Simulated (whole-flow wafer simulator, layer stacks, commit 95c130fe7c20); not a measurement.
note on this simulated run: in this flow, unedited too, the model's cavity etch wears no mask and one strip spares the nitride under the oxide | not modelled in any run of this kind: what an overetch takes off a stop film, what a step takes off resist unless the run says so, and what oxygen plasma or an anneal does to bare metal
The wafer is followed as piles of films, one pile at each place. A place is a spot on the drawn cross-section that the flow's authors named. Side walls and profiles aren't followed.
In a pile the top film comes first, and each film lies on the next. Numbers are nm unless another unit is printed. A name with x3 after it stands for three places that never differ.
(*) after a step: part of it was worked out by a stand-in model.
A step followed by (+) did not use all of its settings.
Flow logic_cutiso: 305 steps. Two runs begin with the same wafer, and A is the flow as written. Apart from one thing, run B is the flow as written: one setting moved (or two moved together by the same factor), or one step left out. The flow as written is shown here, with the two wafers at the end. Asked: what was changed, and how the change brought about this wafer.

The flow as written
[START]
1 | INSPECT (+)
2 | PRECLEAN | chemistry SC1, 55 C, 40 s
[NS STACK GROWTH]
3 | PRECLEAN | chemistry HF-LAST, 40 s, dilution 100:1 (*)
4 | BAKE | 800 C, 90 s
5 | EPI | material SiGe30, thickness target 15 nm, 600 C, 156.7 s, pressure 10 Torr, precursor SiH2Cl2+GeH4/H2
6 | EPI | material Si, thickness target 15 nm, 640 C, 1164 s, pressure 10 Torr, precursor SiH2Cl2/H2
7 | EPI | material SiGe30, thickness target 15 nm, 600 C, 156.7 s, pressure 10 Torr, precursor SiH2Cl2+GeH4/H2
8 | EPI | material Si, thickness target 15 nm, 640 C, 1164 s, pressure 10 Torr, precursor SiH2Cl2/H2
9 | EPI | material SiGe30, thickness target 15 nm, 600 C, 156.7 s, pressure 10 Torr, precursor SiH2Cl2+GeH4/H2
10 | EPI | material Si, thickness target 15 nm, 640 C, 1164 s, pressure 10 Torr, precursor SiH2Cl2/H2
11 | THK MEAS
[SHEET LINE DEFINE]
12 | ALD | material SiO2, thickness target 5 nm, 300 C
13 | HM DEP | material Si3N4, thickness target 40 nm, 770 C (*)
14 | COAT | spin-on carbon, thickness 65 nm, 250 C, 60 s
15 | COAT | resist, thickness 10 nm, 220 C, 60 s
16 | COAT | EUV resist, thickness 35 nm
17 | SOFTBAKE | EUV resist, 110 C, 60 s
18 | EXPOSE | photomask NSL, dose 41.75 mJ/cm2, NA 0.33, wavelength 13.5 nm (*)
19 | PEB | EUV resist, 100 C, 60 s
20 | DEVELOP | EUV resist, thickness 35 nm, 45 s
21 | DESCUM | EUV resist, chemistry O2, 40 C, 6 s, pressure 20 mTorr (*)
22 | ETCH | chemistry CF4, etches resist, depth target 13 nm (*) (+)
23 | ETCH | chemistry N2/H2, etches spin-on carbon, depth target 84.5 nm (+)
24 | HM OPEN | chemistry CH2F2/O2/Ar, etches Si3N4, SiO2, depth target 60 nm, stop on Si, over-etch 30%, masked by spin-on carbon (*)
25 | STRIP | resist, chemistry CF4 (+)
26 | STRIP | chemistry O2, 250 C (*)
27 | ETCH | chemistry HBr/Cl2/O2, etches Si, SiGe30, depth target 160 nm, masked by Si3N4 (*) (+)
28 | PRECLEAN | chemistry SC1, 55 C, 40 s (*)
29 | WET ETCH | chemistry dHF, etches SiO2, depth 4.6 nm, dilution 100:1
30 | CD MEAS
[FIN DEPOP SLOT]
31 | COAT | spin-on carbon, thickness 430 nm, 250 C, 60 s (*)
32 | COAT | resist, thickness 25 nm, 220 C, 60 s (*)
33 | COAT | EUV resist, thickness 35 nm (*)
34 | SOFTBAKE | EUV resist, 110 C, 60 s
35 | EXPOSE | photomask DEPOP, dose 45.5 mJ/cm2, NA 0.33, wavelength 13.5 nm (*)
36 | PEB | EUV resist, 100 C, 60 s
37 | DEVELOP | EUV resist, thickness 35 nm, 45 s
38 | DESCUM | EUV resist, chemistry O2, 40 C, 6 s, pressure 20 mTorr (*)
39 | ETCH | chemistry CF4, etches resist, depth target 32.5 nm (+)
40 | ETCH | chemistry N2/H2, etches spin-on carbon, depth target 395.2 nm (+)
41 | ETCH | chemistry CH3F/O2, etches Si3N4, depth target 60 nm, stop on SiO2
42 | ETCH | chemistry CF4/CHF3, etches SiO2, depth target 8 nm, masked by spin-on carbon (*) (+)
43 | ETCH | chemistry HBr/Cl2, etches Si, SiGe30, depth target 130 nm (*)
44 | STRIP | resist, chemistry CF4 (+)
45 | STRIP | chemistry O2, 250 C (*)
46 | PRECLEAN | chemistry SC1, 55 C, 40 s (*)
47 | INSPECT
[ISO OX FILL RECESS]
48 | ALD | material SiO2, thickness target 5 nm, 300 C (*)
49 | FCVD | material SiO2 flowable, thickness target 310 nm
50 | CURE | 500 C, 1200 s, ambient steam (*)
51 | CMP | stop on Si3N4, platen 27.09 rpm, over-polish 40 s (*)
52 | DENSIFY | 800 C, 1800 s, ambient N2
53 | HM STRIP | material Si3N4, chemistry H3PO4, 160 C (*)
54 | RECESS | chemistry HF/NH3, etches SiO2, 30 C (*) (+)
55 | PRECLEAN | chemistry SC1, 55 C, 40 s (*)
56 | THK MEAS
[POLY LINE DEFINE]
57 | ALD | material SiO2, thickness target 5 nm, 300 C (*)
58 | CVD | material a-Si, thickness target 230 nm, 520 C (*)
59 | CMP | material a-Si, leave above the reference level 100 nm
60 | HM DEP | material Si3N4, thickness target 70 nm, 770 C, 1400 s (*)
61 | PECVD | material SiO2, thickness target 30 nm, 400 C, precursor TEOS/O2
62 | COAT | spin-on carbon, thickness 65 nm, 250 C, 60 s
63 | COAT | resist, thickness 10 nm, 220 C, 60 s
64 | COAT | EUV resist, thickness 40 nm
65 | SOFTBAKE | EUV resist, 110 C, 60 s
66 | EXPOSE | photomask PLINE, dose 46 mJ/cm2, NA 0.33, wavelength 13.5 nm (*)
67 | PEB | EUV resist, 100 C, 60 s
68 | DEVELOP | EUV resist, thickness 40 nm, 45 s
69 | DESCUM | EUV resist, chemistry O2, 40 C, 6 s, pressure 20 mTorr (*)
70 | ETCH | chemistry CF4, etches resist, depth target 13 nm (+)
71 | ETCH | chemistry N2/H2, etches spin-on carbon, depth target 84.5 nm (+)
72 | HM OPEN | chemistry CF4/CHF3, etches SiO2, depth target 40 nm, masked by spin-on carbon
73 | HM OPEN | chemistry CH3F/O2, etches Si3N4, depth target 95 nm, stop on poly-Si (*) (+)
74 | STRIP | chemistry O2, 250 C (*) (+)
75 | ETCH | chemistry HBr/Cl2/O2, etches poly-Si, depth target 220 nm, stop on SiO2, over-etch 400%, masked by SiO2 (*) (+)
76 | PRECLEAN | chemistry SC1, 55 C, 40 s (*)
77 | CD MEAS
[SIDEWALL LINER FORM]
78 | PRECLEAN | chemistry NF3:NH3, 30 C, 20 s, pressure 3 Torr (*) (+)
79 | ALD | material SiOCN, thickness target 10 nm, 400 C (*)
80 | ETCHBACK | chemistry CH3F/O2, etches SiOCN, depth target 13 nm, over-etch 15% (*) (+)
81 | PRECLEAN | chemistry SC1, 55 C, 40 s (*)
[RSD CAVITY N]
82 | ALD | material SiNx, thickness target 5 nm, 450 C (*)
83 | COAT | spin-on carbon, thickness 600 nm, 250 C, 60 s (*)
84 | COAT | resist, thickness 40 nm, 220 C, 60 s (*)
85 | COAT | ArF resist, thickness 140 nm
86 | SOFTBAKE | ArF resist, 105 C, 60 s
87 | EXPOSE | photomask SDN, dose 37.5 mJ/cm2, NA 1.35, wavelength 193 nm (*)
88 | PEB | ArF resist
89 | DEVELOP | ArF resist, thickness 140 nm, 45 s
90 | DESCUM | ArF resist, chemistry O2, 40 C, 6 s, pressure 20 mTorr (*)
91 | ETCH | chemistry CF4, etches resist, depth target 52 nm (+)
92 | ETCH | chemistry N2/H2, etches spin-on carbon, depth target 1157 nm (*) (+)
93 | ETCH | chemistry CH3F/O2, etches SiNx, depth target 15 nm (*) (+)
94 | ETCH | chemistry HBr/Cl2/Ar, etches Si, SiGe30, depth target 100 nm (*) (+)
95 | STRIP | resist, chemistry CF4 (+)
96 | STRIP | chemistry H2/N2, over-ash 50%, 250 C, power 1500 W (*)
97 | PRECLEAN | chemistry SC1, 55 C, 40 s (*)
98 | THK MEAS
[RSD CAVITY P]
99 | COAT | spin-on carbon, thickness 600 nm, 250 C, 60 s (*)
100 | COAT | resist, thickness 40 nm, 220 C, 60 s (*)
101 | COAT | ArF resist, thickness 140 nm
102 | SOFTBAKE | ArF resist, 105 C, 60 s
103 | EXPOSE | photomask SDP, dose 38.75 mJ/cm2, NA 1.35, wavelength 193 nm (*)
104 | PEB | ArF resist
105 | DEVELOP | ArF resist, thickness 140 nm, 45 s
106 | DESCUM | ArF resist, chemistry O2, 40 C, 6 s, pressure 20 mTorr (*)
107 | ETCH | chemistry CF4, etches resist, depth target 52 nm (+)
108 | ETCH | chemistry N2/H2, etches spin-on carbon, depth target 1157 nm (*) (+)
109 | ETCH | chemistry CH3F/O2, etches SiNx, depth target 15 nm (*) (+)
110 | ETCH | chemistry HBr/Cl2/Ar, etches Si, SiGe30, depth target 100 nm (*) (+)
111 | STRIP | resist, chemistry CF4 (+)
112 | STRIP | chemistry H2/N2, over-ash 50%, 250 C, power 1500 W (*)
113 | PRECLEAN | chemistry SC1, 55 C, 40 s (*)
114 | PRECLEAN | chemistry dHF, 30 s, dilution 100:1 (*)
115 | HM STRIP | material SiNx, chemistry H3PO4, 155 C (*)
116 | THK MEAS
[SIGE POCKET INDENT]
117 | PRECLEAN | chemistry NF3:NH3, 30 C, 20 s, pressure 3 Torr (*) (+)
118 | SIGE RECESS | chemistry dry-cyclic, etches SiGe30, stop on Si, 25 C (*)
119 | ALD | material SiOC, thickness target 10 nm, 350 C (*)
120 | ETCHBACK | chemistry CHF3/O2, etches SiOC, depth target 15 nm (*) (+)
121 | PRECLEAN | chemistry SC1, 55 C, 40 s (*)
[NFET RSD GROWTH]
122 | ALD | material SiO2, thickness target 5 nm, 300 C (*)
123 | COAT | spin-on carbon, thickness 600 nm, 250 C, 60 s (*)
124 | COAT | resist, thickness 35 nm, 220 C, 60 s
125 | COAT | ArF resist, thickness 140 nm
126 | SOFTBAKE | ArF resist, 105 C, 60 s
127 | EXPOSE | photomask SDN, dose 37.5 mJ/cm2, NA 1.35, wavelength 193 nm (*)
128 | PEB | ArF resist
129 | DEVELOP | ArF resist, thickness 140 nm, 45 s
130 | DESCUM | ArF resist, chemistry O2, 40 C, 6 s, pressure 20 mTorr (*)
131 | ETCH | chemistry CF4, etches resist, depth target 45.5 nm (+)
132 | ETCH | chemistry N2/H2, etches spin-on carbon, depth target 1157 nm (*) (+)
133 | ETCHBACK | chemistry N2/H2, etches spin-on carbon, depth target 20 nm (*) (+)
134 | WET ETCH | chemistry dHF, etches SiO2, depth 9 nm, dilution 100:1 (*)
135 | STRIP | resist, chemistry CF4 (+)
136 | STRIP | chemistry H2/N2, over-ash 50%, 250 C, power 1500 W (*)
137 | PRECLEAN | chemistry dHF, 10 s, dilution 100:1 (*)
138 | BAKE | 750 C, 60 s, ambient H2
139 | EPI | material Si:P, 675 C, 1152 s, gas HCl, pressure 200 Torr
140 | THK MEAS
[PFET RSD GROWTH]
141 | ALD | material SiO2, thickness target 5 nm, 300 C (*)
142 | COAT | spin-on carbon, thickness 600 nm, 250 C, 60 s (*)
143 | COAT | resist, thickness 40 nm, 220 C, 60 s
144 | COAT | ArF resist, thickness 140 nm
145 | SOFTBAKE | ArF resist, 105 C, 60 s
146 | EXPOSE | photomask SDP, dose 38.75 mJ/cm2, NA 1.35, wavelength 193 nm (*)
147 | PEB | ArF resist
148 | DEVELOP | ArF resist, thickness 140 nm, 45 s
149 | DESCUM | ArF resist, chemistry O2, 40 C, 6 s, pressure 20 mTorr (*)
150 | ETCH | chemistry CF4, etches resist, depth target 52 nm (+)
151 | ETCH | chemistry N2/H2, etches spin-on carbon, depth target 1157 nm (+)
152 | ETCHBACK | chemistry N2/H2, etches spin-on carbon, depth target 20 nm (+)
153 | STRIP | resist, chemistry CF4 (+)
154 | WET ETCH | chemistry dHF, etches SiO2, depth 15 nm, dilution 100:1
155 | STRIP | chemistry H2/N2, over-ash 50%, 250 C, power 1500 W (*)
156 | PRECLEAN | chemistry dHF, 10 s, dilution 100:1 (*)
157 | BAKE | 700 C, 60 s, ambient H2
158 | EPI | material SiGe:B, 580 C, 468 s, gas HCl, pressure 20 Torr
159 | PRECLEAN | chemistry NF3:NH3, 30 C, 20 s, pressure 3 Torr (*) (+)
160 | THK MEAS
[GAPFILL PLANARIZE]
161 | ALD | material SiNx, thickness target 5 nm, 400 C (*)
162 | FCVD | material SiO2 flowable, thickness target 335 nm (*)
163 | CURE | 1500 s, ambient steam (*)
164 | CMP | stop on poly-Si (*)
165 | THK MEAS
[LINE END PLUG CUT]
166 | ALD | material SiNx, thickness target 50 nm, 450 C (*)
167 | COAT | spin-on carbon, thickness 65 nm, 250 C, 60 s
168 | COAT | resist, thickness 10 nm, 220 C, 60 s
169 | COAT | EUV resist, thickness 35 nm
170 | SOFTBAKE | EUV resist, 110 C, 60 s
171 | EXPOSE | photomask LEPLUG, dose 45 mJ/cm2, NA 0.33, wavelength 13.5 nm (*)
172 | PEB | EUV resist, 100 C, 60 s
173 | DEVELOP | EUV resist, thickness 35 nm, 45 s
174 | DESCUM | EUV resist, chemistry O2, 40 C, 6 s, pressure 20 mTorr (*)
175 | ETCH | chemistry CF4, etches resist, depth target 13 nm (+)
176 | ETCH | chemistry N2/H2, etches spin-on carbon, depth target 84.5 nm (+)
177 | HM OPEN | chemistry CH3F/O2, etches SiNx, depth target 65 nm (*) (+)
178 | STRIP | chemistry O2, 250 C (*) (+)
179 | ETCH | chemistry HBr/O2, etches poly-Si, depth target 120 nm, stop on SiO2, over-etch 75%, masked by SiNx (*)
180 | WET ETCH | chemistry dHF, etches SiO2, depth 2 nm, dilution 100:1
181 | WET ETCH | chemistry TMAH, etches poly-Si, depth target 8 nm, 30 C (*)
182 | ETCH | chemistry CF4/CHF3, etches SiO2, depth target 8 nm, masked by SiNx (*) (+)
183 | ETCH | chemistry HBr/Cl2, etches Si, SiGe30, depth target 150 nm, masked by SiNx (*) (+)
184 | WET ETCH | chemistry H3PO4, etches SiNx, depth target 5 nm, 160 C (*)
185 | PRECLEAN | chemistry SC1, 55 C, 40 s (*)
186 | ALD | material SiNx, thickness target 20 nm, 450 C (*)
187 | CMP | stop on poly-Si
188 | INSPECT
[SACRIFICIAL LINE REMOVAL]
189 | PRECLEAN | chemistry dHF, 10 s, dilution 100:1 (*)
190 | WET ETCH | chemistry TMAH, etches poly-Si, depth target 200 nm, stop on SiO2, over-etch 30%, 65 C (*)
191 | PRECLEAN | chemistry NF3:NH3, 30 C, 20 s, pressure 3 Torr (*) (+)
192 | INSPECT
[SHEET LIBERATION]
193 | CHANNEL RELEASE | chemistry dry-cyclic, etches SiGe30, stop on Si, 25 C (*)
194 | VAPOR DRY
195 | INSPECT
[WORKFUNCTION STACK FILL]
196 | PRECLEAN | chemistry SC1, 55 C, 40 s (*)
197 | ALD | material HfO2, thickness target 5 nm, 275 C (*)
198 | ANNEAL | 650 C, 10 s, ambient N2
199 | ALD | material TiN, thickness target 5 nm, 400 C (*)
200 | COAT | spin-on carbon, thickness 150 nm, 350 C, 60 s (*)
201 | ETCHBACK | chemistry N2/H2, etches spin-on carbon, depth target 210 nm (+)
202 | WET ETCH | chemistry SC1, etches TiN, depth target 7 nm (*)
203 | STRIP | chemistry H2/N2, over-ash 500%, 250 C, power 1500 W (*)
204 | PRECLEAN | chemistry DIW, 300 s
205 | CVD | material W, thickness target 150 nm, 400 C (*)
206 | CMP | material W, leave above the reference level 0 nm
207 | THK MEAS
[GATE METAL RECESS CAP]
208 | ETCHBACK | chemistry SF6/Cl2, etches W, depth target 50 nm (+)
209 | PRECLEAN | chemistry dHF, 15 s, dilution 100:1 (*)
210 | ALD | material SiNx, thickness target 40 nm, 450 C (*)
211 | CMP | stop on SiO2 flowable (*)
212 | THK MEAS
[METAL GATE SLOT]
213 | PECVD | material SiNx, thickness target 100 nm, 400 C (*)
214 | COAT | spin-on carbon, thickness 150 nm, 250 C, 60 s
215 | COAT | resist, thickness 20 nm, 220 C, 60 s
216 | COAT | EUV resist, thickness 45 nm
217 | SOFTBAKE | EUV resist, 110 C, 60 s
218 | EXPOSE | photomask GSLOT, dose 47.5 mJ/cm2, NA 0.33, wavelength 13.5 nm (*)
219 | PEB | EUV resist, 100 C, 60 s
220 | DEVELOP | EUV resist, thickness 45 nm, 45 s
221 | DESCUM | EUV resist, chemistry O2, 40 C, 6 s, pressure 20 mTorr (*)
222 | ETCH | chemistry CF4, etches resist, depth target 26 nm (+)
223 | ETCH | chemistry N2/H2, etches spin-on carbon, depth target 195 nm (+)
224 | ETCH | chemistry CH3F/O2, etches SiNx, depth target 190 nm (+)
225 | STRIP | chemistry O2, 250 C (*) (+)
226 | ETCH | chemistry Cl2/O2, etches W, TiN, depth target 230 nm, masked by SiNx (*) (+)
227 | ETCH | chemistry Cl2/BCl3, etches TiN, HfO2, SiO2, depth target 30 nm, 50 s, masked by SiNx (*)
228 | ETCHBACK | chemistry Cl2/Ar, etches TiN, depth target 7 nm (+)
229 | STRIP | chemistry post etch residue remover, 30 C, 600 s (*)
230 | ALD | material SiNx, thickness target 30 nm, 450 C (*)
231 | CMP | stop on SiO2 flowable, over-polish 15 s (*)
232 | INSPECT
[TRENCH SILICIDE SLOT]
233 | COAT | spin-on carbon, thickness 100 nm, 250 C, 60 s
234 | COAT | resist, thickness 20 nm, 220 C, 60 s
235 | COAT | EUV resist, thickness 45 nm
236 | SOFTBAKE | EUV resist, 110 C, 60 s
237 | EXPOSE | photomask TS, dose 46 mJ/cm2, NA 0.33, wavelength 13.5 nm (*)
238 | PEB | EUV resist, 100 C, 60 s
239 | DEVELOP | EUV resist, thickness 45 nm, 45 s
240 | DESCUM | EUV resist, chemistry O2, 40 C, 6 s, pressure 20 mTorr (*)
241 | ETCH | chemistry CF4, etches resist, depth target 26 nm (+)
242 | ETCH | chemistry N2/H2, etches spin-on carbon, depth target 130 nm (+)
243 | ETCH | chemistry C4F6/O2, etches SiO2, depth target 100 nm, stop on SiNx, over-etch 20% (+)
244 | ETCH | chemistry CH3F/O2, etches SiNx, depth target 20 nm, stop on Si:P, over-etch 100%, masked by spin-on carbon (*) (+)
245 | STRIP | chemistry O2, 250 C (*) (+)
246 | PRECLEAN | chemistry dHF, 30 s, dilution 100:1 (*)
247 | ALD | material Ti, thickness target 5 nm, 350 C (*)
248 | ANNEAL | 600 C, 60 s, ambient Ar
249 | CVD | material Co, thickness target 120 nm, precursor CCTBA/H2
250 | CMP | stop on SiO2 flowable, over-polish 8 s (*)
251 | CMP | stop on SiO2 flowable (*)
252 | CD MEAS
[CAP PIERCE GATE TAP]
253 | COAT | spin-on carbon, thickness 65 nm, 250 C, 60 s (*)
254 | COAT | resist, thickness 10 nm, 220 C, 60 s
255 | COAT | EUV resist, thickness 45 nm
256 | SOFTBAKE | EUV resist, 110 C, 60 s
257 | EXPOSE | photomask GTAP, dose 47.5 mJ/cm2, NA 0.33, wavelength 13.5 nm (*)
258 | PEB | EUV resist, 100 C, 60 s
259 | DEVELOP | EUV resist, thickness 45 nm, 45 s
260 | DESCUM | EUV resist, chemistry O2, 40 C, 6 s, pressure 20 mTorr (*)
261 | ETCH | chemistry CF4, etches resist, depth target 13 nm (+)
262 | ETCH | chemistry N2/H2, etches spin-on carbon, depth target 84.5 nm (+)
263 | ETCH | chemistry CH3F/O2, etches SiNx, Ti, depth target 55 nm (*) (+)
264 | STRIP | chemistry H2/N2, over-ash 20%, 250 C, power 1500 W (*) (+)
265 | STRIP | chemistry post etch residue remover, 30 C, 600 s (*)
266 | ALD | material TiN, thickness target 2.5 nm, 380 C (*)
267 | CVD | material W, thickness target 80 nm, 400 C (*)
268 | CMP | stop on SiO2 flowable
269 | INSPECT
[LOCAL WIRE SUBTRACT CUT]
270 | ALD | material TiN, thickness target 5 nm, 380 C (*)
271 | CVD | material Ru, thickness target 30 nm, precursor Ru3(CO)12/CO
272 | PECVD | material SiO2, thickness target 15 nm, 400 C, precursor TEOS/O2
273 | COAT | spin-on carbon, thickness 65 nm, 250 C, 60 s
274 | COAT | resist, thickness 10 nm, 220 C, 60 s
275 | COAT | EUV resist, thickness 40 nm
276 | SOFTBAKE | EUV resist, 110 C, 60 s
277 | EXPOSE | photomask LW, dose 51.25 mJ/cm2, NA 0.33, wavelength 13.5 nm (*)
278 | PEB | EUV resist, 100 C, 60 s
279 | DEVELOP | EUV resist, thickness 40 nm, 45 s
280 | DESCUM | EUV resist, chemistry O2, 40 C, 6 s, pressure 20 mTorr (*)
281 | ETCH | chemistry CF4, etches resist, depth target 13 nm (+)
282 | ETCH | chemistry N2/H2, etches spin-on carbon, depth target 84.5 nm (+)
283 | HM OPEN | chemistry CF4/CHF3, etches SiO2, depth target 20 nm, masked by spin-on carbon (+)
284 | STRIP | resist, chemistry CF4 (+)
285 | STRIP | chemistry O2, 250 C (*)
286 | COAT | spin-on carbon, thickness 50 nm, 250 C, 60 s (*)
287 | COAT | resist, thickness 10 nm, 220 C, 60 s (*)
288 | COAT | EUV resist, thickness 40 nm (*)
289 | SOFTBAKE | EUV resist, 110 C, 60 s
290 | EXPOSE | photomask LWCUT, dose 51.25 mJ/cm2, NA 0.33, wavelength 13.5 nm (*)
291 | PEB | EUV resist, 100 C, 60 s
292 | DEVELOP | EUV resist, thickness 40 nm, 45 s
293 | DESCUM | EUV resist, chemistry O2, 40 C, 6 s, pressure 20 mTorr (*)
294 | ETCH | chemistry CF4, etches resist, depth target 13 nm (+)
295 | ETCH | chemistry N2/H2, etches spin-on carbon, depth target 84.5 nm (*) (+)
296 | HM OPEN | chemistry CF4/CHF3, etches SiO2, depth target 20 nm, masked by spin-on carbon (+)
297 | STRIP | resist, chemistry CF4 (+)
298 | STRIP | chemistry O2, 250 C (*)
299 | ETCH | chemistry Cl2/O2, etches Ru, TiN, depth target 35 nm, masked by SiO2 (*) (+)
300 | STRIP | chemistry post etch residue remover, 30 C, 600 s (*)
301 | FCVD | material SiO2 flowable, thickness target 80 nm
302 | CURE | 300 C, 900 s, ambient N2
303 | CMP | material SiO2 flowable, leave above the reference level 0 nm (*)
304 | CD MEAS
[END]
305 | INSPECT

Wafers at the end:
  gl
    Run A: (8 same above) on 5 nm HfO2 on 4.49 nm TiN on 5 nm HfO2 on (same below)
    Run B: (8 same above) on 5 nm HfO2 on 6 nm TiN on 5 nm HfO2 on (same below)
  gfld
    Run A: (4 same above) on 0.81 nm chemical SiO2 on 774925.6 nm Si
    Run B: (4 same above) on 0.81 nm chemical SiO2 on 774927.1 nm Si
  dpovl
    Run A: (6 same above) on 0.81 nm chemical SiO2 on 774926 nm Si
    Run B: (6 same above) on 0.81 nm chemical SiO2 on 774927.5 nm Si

Cause: step 9, EPI: 172.4 s was run, though the flow has 156.7 s.

Step by step, how the change led to this:
  9 | EPI | material SiGe30, thickness target 15 nm, 600 C, 156.7 s, pressure 10 Torr, precursor SiH2Cl2+GeH4/H2
      depop, dpovl, gfld and 19 more: A SiGe30 gains 15 (new film) | B SiGe30 gains 16.5 (new film)
  27 | ETCH | chemistry HBr/Cl2/O2, etches Si, SiGe30, depth target 160 nm, masked by Si3N4 (*) (+)
      gfld, gxf, iso, lnri: A chemical SiO2 loses 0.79 (all of it), Si loses 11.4 (all of it), SiGe30 loses 15 (all of it), Si loses 15 (all of it), SiGe30 loses 15 (all of it), Si loses 15 (all of it), SiGe30 loses 15 (all of it), Si loses 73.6 | B chemical SiO2 loses 0.79 (all of it), Si loses 11.4 (all of it), SiGe30 loses 16.5 (all of it), Si loses 15 (all of it), SiGe30 loses 15 (all of it), Si loses 15 (all of it), SiGe30 loses 15 (all of it), Si loses 72.1
      dpovl, nsgap: A chemical SiO2 loses 0.79 (all of it), Si loses 11.8 (all of it), SiGe30 loses 15 (all of it), Si loses 15 (all of it), SiGe30 loses 15 (all of it), Si loses 15 (all of it), SiGe30 loses 15 (all of it), Si loses 73.2 | B chemical SiO2 loses 0.79 (all of it), Si loses 11.8 (all of it), SiGe30 loses 16.5 (all of it), Si loses 15 (all of it), SiGe30 loses 15 (all of it), Si loses 15 (all of it), SiGe30 loses 15 (all of it), Si loses 71.7
      (also at 1 further place)
  43 | ETCH | chemistry HBr/Cl2, etches Si, SiGe30, depth target 130 nm (*)
      depop: A Si loses 14 (all of it), SiGe30 loses 15 (all of it), Si loses 15 (all of it), SiGe30 loses 15 (all of it), Si loses 15 (all of it), SiGe30 loses 15 (all of it), Si loses 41 | B Si loses 14 (all of it), SiGe30 loses 16.5 (all of it), Si loses 15 (all of it), SiGe30 loses 15 (all of it), Si loses 15 (all of it), SiGe30 loses 15 (all of it), Si loses 39.5
  94 | ETCH | chemistry HBr/Cl2/Ar, etches Si, SiGe30, depth target 100 nm (*) (+)
      rsdn, rsdx: A chemical SiO2 loses 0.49 (all of it), Si loses 12.8 (all of it), SiGe30 loses 15 (all of it), Si loses 15 (all of it), SiGe30 loses 15 (all of it), Si loses 15 (all of it), SiGe30 loses 15 (all of it), Si loses 12.2 | B chemical SiO2 loses 0.49 (all of it), Si loses 12.8 (all of it), SiGe30 loses 16.5 (all of it), Si loses 15 (all of it), SiGe30 loses 15 (all of it), Si loses 15 (all of it), SiGe30 loses 15 (all of it), Si loses 10.7
  110 | ETCH | chemistry HBr/Cl2/Ar, etches Si, SiGe30, depth target 100 nm (*) (+)
      rsdp, rsdw: A chemical SiO2 loses 0.49 (all of it), Si loses 12.8 (all of it), SiGe30 loses 15 (all of it), Si loses 15 (all of it), SiGe30 loses 15 (all of it), Si loses 15 (all of it), SiGe30 loses 15 (all of it), Si loses 12.2 | B chemical SiO2 loses 0.49 (all of it), Si loses 12.8 (all of it), SiGe30 loses 16.5 (all of it), Si loses 15 (all of it), SiGe30 loses 15 (all of it), Si loses 15 (all of it), SiGe30 loses 15 (all of it), Si loses 10.7
  118 | SIGE RECESS | chemistry dry-cyclic, etches SiGe30, stop on Si, 25 C (*)
      lnr, lnrp, lnrt: A SiOCN loses 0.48, Si loses 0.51, cavity gains 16 (new film), SiGe30 loses 15 (all of it), Si loses 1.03, cavity gains 16 (new film), SiGe30 loses 15 (all of it), Si loses 1.03, cavity gains 16 (new film), SiGe30 loses 15 (all of it), Si loses 0.51 | B SiOCN loses 0.48, Si loses 0.51, cavity gains 17.5 (new film), SiGe30 loses 16.5 (all of it), Si loses 1.03, cavity gains 16 (new film), SiGe30 loses 15 (all of it), Si loses 1.03, cavity gains 16 (new film), SiGe30 loses 15 (all of it), Si loses 0.51
  119 | ALD | material SiOC, thickness target 10 nm, 350 C (*)
      lnr, lnrp, lnrt: A SiOC gains 10 (new film), SiOC gains 16 (new film), cavity loses 16 (all of it), SiOC gains 16 (new film), cavity loses 16 (all of it), SiOC gains 16 (new film), cavity loses 16 (all of it) | B SiOC gains 10 (new film), SiOC gains 17.5 (new film), cavity loses 17.5 (all of it), SiOC gains 16 (new film), cavity loses 16 (all of it), SiOC gains 16 (new film), cavity loses 16 (all of it)
  183 | ETCH | chemistry HBr/Cl2, etches Si, SiGe30, depth target 150 nm, masked by SiNx (*) (+)
      plug: A Si loses 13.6 (all of it), SiGe30 loses 15 (all of it), Si loses 15 (all of it), SiGe30 loses 15 (all of it), Si loses 15 (all of it), SiGe30 loses 15 (all of it), Si loses 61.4 | B Si loses 13.6 (all of it), SiGe30 loses 16.5 (all of it), Si loses 15 (all of it), SiGe30 loses 15 (all of it), Si loses 15 (all of it), SiGe30 loses 15 (all of it), Si loses 59.9
  193 | CHANNEL RELEASE | chemistry dry-cyclic, etches SiGe30, stop on Si, 25 C (*)
      gl, glp, gxn, gxp, ns, tap: A chemical SiO2 gains 0.8 (new film), Si loses 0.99, chemical SiO2 gains 0.8 (new film), cavity gains 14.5 (new film), chemical SiO2 gains 0.8 (new film), SiGe30 loses 15 (all of it), Si loses 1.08, chemical SiO2 gains 0.8 (new film), cavity gains 14.5 (new film), chemical SiO2 gains 0.8 (new film), SiGe30 loses 15 (all of it), Si loses 1.08, chemical SiO2 gains 0.8 (new film), cavity gains 14.5 (new film), chemical SiO2 gains 0.8 (new film), SiGe30 loses 15 (all of it), Si loses 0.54 | B chemical SiO2 gains 0.8 (new film), Si loses 0.99, chemical SiO2 gains 0.8 (new film), cavity gains 16 (new film), chemical SiO2 gains 0.8 (new film), SiGe30 loses 16.5 (all of it), Si loses 1.08, chemical SiO2 gains 0.8 (new film), cavity gains 14.5 (new film), chemical SiO2 gains 0.8 (new film), SiGe30 loses 15 (all of it), Si loses 1.08, chemical SiO2 gains 0.8 (new film), cavity gains 14.5 (new film), chemical SiO2 gains 0.8 (new film), SiGe30 loses 15 (all of it), Si loses 0.54
  199 | ALD | material TiN, thickness target 5 nm, 400 C (*)
      gl, glp, tap: A TiN gains 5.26 (new film), TiN gains 4.49 (new film), cavity loses 4.49 (all of it), TiN gains 4.49 (new film), cavity loses 4.49 (all of it), TiN gains 4.49 (new film), cavity loses 4.49 (all of it) | B TiN gains 5.26 (new film), TiN gains 6 (new film), cavity loses 6 (all of it), TiN gains 4.49 (new film), cavity loses 4.49 (all of it), TiN gains 4.49 (new film), cavity loses 4.49 (all of it)
      gxn, gxp, ns: A TiN gains 5 (new film), TiN gains 4.49 (new film), cavity loses 4.49 (all of it), TiN gains 4.49 (new film), cavity loses 4.49 (all of it), TiN gains 4.49 (new film), cavity loses 4.49 (all of it) | B TiN gains 5 (new film), TiN gains 6 (new film), cavity loses 6 (all of it), TiN gains 4.49 (new film), cavity loses 4.49 (all of it), TiN gains 4.49 (new film), cavity loses 4.49 (all of it)
